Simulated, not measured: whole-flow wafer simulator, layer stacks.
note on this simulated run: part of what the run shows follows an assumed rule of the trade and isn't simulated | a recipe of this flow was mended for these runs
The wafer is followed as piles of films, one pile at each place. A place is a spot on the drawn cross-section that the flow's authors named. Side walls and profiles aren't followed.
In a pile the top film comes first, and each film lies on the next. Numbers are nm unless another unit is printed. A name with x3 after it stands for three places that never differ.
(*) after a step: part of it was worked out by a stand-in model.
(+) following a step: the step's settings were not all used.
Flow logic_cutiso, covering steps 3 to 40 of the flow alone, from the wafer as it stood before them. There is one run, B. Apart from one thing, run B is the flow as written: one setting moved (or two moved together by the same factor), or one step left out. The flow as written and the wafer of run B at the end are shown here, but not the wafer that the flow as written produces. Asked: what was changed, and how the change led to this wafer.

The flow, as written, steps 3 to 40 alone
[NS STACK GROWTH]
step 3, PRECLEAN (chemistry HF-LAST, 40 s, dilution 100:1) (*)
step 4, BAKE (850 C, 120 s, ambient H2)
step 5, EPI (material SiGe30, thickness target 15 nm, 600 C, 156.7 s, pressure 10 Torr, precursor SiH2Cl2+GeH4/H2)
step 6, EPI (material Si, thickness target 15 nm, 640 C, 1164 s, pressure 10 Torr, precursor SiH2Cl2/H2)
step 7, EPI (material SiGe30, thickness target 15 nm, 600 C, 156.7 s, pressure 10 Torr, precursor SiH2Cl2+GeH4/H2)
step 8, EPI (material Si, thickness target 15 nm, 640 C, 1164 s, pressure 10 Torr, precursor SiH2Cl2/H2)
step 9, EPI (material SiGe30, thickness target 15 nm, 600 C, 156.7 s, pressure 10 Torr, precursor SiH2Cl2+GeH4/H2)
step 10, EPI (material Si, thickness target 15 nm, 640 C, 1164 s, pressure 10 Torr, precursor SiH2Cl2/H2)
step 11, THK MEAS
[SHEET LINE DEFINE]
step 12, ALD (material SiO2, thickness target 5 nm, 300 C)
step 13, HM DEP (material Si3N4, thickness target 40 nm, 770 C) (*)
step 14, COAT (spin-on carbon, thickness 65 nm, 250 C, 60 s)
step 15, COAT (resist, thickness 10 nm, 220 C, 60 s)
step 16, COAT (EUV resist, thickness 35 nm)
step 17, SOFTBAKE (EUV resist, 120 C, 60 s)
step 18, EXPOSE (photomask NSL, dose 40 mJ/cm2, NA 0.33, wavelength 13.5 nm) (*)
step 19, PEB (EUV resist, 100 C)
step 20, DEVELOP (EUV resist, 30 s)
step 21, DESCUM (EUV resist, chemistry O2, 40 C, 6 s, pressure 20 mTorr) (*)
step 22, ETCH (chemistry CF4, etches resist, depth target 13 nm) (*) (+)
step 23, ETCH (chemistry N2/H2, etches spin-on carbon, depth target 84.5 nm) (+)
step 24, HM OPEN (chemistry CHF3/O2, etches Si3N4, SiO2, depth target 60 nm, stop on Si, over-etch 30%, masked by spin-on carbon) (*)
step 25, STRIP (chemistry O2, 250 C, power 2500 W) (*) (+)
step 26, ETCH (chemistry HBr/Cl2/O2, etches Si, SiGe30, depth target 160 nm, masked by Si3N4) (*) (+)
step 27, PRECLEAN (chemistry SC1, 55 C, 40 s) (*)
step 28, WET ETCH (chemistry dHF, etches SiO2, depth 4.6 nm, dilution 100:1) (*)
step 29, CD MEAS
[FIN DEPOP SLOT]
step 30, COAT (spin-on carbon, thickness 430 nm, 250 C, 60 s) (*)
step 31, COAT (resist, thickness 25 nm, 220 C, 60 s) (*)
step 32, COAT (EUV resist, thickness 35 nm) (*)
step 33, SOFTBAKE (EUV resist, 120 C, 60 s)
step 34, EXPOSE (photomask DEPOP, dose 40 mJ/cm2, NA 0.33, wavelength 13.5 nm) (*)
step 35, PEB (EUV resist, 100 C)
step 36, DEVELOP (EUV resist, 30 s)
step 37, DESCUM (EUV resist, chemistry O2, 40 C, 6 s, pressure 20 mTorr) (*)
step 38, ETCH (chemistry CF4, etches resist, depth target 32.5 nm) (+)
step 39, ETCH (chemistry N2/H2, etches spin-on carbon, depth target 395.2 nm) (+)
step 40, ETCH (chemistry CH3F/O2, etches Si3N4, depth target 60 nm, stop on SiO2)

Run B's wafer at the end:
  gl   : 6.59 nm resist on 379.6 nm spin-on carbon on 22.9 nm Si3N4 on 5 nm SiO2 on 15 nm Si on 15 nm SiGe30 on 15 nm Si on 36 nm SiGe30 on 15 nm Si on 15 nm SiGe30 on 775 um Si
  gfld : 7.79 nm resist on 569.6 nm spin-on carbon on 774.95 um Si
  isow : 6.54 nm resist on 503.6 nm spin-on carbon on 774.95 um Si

The reason: step 7, EPI: thickness target 36 nm was run, while the flow as written has thickness target 15 nm; step 7, EPI: 376.1 s was run, where the flow has 156.7 s.
The wafer itself shows it: gl has SiGe30 36, and step 7 as written asks for 15 nm.

How this came from the change, step by step:
  step 7, EPI (material SiGe30, thickness target 15 nm, 600 C, 156.7 s, pressure 10 Torr, precursor SiH2Cl2+GeH4/H2)
      depop, dpovl, gfld and 19 more: +36 SiGe30 (new film) (in the flow as written it would be: +15 SiGe30 (new film))
  step 26, ETCH (chemistry HBr/Cl2/O2, etches Si, SiGe30, depth target 160 nm, masked by Si3N4) (*) (+)
      dpovl, gfld, gxf, iso, isow, lnri, nsgap: -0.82 chemical SiO2 (all of it), -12 Si (all of it), -15 SiGe30 (all of it), -15 Si (all of it), -36 SiGe30 (all of it), -15 Si (all of it), -15 SiGe30 (all of it), -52 Si (in the flow as written it would be: -0.82 chemical SiO2 (all of it), -12 Si (all of it), -15 SiGe30 (all of it), -15 Si (all of it), -15 SiGe30 (all of it), -15 Si (all of it), -15 SiGe30 (all of it), -73 Si)
